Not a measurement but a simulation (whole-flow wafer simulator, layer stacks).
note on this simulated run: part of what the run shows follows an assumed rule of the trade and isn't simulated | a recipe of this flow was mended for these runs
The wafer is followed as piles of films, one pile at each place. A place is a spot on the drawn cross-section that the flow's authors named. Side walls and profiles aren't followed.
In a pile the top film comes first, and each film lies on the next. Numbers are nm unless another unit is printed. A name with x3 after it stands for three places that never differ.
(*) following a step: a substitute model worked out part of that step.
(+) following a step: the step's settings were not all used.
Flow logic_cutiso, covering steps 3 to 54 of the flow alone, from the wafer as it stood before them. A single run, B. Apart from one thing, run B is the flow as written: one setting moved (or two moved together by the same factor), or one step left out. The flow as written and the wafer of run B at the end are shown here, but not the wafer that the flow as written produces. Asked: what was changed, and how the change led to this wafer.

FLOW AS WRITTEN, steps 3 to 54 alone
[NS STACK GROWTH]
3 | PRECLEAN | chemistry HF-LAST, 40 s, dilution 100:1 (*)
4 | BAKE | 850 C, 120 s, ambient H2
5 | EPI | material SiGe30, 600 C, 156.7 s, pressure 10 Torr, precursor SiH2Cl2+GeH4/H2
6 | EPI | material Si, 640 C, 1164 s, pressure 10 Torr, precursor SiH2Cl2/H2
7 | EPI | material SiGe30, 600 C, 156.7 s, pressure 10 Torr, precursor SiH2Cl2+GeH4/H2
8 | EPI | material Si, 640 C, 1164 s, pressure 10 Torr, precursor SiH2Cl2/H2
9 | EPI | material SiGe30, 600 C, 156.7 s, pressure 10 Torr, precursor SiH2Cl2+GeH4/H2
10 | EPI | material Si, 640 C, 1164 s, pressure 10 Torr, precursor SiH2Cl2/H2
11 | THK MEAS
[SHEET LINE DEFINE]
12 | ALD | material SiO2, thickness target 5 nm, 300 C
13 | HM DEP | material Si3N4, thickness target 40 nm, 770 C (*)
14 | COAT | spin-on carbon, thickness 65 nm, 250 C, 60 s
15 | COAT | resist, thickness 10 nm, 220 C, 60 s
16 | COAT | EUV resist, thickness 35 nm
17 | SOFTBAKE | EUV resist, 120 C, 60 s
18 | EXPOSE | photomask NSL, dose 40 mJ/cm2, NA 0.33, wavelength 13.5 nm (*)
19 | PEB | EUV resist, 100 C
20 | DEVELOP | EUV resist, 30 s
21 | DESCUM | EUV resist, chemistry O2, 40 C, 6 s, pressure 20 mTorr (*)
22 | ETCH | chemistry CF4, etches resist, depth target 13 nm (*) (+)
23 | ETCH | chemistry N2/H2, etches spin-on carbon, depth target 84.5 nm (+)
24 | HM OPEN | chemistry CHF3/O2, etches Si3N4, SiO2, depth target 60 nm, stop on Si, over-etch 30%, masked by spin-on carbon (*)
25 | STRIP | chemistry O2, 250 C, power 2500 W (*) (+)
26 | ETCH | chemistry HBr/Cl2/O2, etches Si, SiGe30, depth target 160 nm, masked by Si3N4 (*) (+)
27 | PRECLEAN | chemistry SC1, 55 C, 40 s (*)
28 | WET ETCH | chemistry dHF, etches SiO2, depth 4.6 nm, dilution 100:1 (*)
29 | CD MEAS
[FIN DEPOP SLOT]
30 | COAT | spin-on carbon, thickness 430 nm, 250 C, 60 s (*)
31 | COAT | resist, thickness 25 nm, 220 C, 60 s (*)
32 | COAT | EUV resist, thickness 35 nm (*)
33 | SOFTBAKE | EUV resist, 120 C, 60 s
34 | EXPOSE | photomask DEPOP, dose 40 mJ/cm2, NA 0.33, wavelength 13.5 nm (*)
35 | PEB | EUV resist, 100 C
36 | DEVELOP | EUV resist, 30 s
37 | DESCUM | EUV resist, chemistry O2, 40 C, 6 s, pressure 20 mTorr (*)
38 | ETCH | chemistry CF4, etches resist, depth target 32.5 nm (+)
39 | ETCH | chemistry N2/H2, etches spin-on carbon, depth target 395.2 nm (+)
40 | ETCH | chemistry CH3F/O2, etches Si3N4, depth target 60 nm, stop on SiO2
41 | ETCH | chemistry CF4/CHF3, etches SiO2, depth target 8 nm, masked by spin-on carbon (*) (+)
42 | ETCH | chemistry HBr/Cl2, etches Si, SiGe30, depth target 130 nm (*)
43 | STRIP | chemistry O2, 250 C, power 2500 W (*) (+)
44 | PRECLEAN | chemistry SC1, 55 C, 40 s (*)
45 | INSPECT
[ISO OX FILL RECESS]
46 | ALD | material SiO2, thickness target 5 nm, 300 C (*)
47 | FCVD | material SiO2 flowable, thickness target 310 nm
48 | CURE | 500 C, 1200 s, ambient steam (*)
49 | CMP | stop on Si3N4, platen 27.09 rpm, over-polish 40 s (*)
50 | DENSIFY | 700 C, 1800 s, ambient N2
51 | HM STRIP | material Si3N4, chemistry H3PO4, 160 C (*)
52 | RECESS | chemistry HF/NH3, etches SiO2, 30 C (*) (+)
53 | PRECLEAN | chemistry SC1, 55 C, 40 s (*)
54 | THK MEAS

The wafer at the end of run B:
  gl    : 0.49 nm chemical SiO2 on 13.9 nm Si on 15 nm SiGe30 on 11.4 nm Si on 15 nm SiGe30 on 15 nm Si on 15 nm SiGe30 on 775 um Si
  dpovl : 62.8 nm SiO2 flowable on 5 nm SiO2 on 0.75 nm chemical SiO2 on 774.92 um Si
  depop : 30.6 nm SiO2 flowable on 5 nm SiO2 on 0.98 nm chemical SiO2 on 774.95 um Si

The reason: step 8, EPI: 884.9 s was run, while the flow as written has 1164 s.

How this came from the change, step by step:
  8 | EPI | material Si, 640 C, 1164 s, pressure 10 Torr, precursor SiH2Cl2/H2
      depop, dpovl, gfld and 19 more: Si gains 11.4 (new film) (as written it would have been: Si gains 15 (new film))
  26 | ETCH | chemistry HBr/Cl2/O2, etches Si, SiGe30, depth target 160 nm, masked by Si3N4 (*) (+)
      dpovl, gfld, gxf, iso, isow, lnri, nsgap: chemical SiO2 loses 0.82 (all of it), Si loses 12 (all of it), SiGe30 loses 15 (all of it), Si loses 11.4 (all of it), SiGe30 loses 15 (all of it), Si loses 15 (all of it), SiGe30 loses 15 (all of it), Si loses 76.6 (as written it would have been: chemical SiO2 loses 0.82 (all of it), Si loses 12 (all of it), SiGe30 loses 15 (all of it), Si loses 15 (all of it), SiGe30 loses 15 (all of it), Si loses 15 (all of it), SiGe30 loses 15 (all of it), Si loses 73)
  42 | ETCH | chemistry HBr/Cl2, etches Si, SiGe30, depth target 130 nm (*)
      depop: Si loses 13.8 (all of it), SiGe30 loses 15 (all of it), Si loses 11.4 (all of it), SiGe30 loses 15 (all of it), Si loses 15 (all of it), SiGe30 loses 15 (all of it), Si loses 44.8 (as written it would have been: Si loses 13.8 (all of it), SiGe30 loses 15 (all of it), Si loses 15 (all of it), SiGe30 loses 15 (all of it), Si loses 15 (all of it), SiGe30 loses 15 (all of it), Si loses 41.2)
